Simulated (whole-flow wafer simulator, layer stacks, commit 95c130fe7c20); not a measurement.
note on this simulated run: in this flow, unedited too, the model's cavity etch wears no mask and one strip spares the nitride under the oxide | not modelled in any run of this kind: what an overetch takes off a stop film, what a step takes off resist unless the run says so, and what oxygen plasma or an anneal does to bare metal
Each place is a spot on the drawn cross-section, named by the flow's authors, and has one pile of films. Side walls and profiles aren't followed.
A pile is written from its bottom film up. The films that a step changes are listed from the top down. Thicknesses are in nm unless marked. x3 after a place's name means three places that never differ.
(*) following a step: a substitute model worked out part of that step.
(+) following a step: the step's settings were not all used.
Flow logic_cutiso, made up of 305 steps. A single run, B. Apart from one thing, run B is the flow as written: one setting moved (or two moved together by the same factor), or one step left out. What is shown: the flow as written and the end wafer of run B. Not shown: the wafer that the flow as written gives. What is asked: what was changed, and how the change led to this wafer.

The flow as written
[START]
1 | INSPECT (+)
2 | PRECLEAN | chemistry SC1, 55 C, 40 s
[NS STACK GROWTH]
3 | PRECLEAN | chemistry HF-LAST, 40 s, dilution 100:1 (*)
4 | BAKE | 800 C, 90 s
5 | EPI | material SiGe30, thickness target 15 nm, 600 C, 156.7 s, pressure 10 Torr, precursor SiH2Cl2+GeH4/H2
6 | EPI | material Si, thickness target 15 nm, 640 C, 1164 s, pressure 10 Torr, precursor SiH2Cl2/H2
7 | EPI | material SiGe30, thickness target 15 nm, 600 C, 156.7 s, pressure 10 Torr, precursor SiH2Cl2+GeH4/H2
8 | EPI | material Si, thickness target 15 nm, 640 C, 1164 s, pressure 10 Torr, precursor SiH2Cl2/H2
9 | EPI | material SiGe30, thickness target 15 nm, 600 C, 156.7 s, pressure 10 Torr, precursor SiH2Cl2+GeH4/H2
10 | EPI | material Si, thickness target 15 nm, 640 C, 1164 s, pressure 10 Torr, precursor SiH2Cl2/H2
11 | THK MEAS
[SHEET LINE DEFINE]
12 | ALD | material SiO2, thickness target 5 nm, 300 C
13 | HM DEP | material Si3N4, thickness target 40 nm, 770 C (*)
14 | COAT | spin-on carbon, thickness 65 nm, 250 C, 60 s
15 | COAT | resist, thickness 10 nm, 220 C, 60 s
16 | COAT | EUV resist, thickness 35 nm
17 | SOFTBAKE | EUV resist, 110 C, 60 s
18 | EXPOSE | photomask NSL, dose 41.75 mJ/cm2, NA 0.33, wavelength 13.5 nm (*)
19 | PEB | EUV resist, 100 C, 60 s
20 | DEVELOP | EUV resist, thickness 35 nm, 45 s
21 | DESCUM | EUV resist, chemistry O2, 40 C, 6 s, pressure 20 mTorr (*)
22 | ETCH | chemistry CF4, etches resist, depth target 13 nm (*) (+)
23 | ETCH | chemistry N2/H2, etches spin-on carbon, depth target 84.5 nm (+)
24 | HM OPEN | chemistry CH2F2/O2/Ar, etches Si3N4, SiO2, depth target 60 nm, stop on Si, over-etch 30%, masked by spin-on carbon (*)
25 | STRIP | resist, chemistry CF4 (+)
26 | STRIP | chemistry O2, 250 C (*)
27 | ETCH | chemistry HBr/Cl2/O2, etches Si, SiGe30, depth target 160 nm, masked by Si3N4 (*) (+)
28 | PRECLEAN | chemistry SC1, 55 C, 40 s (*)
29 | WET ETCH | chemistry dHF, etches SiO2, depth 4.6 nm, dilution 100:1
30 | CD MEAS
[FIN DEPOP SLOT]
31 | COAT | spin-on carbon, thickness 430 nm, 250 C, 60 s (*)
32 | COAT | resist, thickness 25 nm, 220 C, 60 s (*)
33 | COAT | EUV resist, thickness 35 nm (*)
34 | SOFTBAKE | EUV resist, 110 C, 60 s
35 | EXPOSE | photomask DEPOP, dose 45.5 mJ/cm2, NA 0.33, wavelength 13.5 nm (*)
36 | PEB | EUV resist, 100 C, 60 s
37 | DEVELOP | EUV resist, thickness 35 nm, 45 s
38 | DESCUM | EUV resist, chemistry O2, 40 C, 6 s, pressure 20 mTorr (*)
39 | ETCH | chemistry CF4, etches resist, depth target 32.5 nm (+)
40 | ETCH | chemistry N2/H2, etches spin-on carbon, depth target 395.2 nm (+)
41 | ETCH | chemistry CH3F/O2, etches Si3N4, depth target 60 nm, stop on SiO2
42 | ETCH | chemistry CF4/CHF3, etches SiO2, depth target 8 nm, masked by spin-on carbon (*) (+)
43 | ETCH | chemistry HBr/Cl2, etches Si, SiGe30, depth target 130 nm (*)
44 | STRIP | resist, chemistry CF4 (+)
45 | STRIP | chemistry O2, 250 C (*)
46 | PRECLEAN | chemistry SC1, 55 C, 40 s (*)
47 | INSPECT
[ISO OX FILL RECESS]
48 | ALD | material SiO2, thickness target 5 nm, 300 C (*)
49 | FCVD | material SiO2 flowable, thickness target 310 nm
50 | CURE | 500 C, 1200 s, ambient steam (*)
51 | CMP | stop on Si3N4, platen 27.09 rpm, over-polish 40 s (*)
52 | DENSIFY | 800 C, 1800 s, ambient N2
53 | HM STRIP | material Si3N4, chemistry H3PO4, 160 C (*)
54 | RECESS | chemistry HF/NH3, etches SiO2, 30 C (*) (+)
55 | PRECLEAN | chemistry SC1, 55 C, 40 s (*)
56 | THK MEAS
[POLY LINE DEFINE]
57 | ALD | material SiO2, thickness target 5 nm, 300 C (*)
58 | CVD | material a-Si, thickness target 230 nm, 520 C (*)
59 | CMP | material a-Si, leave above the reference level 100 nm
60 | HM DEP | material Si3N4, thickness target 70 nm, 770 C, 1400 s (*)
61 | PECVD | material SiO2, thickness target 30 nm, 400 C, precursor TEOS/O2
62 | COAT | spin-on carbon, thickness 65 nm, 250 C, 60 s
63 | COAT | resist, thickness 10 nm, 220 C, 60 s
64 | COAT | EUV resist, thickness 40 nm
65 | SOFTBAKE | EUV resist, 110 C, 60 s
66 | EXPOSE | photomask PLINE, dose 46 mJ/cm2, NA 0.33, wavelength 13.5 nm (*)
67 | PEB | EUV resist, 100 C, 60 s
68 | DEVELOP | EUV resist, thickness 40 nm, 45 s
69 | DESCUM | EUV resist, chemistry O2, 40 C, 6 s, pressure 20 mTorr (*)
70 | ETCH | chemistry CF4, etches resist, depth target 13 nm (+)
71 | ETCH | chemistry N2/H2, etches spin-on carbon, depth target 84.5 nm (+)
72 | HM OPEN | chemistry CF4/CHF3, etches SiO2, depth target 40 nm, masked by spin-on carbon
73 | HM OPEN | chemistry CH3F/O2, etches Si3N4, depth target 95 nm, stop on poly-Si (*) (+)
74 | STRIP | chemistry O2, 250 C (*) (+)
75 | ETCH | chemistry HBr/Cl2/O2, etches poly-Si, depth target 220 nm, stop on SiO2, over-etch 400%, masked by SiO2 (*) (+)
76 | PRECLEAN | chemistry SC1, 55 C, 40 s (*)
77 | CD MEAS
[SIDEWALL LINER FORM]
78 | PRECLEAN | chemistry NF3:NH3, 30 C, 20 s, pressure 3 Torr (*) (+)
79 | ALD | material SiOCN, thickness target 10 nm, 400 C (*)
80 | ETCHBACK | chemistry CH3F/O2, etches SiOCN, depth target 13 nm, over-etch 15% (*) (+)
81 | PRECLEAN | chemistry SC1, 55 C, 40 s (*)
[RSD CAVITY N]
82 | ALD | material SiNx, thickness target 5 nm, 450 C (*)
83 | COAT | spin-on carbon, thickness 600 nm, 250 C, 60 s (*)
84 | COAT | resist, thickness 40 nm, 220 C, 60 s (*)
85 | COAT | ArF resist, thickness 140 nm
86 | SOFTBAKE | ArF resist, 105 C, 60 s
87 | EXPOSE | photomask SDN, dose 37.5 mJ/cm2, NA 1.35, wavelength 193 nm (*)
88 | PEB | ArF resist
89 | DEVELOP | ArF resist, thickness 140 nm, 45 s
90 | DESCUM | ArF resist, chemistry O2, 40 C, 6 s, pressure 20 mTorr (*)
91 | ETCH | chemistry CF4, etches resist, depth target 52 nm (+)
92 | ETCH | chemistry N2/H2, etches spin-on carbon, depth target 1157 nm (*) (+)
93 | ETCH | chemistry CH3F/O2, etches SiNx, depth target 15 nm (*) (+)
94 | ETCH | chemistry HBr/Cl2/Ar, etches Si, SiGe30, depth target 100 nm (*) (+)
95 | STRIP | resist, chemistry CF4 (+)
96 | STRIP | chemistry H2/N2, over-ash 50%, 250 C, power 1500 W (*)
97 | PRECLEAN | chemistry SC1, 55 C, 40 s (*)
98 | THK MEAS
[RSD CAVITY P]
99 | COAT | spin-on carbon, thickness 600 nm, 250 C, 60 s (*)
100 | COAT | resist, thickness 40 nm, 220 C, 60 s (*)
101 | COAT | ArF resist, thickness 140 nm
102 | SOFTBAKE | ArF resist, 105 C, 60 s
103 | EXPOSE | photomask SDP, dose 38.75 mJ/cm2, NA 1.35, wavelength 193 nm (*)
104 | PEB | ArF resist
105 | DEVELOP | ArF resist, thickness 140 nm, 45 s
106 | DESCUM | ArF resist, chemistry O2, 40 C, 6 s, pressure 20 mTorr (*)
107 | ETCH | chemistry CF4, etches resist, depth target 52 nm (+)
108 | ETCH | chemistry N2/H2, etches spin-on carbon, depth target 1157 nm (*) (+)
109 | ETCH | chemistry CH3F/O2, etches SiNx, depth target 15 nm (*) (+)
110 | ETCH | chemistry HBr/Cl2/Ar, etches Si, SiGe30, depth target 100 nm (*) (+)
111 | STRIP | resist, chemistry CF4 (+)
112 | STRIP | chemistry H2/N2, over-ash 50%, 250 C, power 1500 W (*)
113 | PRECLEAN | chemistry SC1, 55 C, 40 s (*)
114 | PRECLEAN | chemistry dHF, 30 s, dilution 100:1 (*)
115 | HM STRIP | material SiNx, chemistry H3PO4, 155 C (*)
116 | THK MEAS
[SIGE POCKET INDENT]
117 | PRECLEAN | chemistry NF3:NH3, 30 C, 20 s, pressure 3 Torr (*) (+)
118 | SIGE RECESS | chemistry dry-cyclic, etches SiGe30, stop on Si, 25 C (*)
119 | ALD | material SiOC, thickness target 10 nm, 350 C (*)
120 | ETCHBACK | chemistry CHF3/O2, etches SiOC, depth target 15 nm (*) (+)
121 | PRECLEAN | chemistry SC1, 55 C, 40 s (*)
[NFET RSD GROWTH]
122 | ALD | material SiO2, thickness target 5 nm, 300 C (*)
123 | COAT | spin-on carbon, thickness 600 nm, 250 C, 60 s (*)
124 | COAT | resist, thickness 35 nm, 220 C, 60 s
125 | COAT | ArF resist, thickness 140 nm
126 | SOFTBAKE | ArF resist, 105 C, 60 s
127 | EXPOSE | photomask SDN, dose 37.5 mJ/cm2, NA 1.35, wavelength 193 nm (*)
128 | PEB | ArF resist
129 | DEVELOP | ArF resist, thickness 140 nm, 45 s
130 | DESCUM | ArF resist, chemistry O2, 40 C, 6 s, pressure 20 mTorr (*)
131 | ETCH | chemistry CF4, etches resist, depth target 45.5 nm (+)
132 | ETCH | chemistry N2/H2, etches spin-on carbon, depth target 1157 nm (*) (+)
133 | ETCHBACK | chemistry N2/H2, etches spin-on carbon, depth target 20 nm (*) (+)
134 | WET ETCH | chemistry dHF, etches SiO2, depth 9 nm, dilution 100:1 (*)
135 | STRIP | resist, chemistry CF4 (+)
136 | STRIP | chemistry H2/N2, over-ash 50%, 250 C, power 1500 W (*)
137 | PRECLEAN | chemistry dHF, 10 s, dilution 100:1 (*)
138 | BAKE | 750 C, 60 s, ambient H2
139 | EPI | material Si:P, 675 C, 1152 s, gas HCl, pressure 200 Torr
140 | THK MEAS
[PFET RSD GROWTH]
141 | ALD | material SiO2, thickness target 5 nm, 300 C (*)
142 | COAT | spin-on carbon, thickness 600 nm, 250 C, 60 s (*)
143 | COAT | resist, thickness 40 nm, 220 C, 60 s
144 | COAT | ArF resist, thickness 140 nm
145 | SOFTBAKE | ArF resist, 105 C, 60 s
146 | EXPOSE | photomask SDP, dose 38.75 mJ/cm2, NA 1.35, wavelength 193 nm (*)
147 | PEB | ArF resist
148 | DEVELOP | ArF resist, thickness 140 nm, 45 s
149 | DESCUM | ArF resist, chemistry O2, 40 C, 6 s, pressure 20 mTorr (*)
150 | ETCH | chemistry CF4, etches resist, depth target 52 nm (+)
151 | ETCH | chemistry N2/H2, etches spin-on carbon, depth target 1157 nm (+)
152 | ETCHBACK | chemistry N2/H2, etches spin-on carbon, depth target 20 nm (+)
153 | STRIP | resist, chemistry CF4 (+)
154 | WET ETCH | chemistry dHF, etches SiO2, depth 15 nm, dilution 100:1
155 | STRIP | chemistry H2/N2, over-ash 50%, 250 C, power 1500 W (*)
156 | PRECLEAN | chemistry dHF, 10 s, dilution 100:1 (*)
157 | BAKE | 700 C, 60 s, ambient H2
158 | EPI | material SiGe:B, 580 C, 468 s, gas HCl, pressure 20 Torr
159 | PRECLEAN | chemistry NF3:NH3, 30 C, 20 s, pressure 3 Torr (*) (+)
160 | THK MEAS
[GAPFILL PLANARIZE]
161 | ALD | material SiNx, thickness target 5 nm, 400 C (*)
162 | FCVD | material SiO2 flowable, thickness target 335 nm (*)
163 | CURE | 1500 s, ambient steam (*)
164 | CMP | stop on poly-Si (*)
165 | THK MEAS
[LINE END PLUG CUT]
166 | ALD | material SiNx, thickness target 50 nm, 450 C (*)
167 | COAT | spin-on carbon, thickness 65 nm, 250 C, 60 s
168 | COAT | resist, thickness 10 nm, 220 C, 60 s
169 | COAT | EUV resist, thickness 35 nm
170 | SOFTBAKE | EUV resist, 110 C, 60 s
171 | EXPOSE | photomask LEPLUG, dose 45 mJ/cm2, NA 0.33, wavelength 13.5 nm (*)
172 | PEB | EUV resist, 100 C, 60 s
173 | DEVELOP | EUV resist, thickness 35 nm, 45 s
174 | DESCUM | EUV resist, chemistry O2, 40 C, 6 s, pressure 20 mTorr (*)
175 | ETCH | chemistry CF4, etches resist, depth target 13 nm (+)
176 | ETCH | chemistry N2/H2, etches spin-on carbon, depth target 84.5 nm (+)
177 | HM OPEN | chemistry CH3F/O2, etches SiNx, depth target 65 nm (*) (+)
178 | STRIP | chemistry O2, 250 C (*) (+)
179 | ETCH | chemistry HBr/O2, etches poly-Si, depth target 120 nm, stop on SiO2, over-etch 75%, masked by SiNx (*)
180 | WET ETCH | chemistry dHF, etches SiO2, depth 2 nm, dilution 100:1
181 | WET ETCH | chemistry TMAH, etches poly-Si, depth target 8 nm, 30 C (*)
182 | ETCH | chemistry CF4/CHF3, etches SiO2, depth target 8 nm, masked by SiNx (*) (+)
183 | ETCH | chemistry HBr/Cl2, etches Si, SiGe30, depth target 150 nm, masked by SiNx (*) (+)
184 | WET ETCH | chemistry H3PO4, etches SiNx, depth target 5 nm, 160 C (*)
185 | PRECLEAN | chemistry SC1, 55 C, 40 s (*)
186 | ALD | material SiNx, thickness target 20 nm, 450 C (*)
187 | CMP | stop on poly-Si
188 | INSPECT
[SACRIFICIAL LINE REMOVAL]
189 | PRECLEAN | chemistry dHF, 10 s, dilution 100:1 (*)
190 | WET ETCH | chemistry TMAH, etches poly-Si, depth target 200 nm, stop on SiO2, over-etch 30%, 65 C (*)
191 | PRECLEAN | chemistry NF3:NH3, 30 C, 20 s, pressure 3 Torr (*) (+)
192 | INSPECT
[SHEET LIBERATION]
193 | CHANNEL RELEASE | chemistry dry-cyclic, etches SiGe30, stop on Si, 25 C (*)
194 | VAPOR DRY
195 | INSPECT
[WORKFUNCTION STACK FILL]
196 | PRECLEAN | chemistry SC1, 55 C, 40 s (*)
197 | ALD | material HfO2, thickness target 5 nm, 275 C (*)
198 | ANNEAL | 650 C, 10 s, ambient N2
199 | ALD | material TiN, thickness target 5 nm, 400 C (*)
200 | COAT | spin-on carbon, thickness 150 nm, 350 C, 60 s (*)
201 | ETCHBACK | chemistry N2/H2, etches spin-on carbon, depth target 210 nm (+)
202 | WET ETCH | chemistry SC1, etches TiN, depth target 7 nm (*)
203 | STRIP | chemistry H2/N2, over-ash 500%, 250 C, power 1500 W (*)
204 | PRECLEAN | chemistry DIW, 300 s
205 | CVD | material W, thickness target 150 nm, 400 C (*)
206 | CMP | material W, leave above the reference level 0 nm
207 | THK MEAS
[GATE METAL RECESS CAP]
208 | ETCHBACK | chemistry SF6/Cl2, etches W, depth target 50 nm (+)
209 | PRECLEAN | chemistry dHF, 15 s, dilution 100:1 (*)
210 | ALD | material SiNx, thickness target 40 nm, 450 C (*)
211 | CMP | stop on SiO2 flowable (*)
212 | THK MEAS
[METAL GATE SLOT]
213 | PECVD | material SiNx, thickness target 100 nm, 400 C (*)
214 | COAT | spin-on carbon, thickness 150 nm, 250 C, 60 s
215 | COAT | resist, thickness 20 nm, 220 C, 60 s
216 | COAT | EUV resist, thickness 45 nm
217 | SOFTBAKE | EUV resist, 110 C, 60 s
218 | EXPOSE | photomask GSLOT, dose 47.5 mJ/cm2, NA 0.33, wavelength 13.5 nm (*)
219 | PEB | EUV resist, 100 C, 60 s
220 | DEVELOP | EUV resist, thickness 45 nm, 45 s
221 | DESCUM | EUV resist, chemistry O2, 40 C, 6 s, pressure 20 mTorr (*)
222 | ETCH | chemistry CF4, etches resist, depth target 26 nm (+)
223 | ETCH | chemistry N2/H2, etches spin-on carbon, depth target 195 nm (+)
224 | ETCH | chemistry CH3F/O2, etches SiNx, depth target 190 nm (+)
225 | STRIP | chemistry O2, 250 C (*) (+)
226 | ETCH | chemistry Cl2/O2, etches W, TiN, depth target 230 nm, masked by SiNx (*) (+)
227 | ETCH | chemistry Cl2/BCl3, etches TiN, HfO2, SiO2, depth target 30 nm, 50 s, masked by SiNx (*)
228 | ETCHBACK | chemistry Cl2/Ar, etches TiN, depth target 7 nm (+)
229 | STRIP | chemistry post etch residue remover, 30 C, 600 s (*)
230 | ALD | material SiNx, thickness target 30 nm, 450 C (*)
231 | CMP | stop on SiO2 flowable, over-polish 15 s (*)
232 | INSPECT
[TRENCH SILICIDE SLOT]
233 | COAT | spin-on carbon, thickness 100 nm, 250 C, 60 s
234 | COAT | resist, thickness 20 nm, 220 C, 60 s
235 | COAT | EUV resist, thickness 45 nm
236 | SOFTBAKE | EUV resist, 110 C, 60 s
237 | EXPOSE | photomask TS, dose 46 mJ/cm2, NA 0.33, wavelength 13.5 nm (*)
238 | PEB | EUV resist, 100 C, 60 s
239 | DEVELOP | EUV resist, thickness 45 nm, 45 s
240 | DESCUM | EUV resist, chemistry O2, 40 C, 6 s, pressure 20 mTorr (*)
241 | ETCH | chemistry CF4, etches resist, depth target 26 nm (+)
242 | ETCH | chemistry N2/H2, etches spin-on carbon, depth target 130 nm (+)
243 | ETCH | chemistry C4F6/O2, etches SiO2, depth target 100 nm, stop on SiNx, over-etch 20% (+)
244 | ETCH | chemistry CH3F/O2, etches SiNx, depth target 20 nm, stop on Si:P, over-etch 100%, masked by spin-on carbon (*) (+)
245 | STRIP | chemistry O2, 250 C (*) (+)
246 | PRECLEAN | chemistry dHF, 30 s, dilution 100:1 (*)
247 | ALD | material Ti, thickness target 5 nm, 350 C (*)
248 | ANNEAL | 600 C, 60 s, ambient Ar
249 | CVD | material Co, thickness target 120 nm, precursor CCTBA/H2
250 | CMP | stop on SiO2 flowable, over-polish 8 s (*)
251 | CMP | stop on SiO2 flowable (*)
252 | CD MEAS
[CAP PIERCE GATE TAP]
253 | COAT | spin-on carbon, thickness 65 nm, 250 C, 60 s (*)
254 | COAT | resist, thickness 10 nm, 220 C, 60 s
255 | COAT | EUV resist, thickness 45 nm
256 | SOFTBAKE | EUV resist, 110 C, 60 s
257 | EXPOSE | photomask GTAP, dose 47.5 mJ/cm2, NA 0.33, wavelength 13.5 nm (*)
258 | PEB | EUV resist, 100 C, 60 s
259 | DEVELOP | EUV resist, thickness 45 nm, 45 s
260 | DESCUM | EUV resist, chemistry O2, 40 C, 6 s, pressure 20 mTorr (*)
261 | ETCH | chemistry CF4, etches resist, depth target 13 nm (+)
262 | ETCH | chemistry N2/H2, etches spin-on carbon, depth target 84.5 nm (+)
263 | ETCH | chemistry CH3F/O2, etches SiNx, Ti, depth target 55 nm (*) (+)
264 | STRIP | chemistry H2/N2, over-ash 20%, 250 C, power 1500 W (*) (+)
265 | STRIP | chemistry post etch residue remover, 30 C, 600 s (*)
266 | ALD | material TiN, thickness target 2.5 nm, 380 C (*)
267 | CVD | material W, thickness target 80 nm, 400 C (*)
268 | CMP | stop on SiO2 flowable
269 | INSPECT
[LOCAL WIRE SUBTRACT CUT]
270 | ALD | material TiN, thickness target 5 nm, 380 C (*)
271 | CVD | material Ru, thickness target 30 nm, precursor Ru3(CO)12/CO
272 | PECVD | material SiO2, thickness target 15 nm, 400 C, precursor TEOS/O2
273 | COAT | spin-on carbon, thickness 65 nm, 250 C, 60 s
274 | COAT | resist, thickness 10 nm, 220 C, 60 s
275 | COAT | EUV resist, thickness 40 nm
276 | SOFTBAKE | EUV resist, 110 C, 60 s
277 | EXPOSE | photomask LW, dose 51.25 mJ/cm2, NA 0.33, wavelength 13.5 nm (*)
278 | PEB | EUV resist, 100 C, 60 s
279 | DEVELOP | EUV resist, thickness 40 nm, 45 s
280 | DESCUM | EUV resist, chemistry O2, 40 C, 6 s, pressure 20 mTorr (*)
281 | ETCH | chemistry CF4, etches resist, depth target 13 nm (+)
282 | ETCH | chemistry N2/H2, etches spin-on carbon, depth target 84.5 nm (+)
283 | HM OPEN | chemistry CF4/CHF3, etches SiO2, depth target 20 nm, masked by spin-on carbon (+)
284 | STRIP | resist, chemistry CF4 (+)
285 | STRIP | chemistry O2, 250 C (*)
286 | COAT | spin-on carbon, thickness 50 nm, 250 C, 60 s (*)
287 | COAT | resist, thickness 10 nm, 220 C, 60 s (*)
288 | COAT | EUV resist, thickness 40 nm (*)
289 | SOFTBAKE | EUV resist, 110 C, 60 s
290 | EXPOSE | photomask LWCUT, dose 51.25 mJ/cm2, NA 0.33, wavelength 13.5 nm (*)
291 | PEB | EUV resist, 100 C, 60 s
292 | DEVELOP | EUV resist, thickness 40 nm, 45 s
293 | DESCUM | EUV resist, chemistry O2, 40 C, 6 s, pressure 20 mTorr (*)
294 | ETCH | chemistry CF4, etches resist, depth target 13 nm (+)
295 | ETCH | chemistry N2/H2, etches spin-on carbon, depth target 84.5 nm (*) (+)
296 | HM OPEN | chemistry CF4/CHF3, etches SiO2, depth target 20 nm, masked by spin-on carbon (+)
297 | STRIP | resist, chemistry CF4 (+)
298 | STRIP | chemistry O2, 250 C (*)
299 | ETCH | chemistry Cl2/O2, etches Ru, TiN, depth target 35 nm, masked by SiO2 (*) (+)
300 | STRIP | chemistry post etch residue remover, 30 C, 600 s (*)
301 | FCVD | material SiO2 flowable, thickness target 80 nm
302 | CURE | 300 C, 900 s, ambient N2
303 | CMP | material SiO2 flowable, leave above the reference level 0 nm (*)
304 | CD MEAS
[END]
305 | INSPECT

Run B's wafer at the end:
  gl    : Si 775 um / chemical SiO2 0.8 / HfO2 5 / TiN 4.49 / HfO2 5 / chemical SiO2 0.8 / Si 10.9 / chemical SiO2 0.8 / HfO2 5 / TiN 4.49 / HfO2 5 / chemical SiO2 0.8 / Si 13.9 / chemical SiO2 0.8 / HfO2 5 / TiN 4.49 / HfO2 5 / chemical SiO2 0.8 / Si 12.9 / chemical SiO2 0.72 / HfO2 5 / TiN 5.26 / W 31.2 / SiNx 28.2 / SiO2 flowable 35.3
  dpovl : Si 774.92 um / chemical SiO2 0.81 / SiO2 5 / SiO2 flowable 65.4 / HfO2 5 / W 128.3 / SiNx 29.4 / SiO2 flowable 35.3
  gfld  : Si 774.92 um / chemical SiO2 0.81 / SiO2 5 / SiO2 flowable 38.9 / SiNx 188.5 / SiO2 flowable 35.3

The reason: step 6, EPI: 931.5 s was run, though the flow has 1164 s.

Step by step, how the change led to this:
  6 | EPI | material Si, thickness target 15 nm, 640 C, 1164 s, pressure 10 Torr, precursor SiH2Cl2/H2
      depop, dpovl, gfld and 19 more: Si gains 12 (new film) (it would be, as written: Si gains 15 (new film))
  27 | ETCH | chemistry HBr/Cl2/O2, etches Si, SiGe30, depth target 160 nm, masked by Si3N4 (*) (+)
      gfld, gxf, iso, lnri: chemical SiO2 loses 0.79 (all of it), Si loses 11.4 (all of it), SiGe30 loses 15 (all of it), Si loses 15 (all of it), SiGe30 loses 15 (all of it), Si loses 12 (all of it), SiGe30 loses 15 (all of it), Si loses 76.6 (it would be, as written: chemical SiO2 loses 0.79 (all of it), Si loses 11.4 (all of it), SiGe30 loses 15 (all of it), Si loses 15 (all of it), SiGe30 loses 15 (all of it), Si loses 15 (all of it), SiGe30 loses 15 (all of it), Si loses 73.6)
      dpovl, nsgap: chemical SiO2 loses 0.79 (all of it), Si loses 11.8 (all of it), SiGe30 loses 15 (all of it), Si loses 15 (all of it), SiGe30 loses 15 (all of it), Si loses 12 (all of it), SiGe30 loses 15 (all of it), Si loses 76.2 (it would be, as written: chemical SiO2 loses 0.79 (all of it), Si loses 11.8 (all of it), SiGe30 loses 15 (all of it), Si loses 15 (all of it), SiGe30 loses 15 (all of it), Si loses 15 (all of it), SiGe30 loses 15 (all of it), Si loses 73.2)
      (as well as at 1 more place)
  43 | ETCH | chemistry HBr/Cl2, etches Si, SiGe30, depth target 130 nm (*)
      depop: Si loses 14 (all of it), SiGe30 loses 15 (all of it), Si loses 15 (all of it), SiGe30 loses 15 (all of it), Si loses 12 (all of it), SiGe30 loses 15 (all of it), Si loses 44 (it would be, as written: Si loses 14 (all of it), SiGe30 loses 15 (all of it), Si loses 15 (all of it), SiGe30 loses 15 (all of it), Si loses 15 (all of it), SiGe30 loses 15 (all of it), Si loses 41)
  94 | ETCH | chemistry HBr/Cl2/Ar, etches Si, SiGe30, depth target 100 nm (*) (+)
      rsdn, rsdx: chemical SiO2 loses 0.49 (all of it), Si loses 12.8 (all of it), SiGe30 loses 15 (all of it), Si loses 15 (all of it), SiGe30 loses 15 (all of it), Si loses 12 (all of it), SiGe30 loses 15 (all of it), Si loses 15.2 (it would be, as written: chemical SiO2 loses 0.49 (all of it), Si loses 12.8 (all of it), SiGe30 loses 15 (all of it), Si loses 15 (all of it), SiGe30 loses 15 (all of it), Si loses 15 (all of it), SiGe30 loses 15 (all of it), Si loses 12.2)
  110 | ETCH | chemistry HBr/Cl2/Ar, etches Si, SiGe30, depth target 100 nm (*) (+)
      rsdp, rsdw: chemical SiO2 loses 0.49 (all of it), Si loses 12.8 (all of it), SiGe30 loses 15 (all of it), Si loses 15 (all of it), SiGe30 loses 15 (all of it), Si loses 12 (all of it), SiGe30 loses 15 (all of it), Si loses 15.2 (it would be, as written: chemical SiO2 loses 0.49 (all of it), Si loses 12.8 (all of it), SiGe30 loses 15 (all of it), Si loses 15 (all of it), SiGe30 loses 15 (all of it), Si loses 15 (all of it), SiGe30 loses 15 (all of it), Si loses 12.2)
  183 | ETCH | chemistry HBr/Cl2, etches Si, SiGe30, depth target 150 nm, masked by SiNx (*) (+)
      plug: Si loses 13.6 (all of it), SiGe30 loses 15 (all of it), Si loses 15 (all of it), SiGe30 loses 15 (all of it), Si loses 12 (all of it), SiGe30 loses 15 (all of it), Si loses 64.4 (it would be, as written: Si loses 13.6 (all of it), SiGe30 loses 15 (all of it), Si loses 15 (all of it), SiGe30 loses 15 (all of it), Si loses 15 (all of it), SiGe30 loses 15 (all of it), Si loses 61.4)
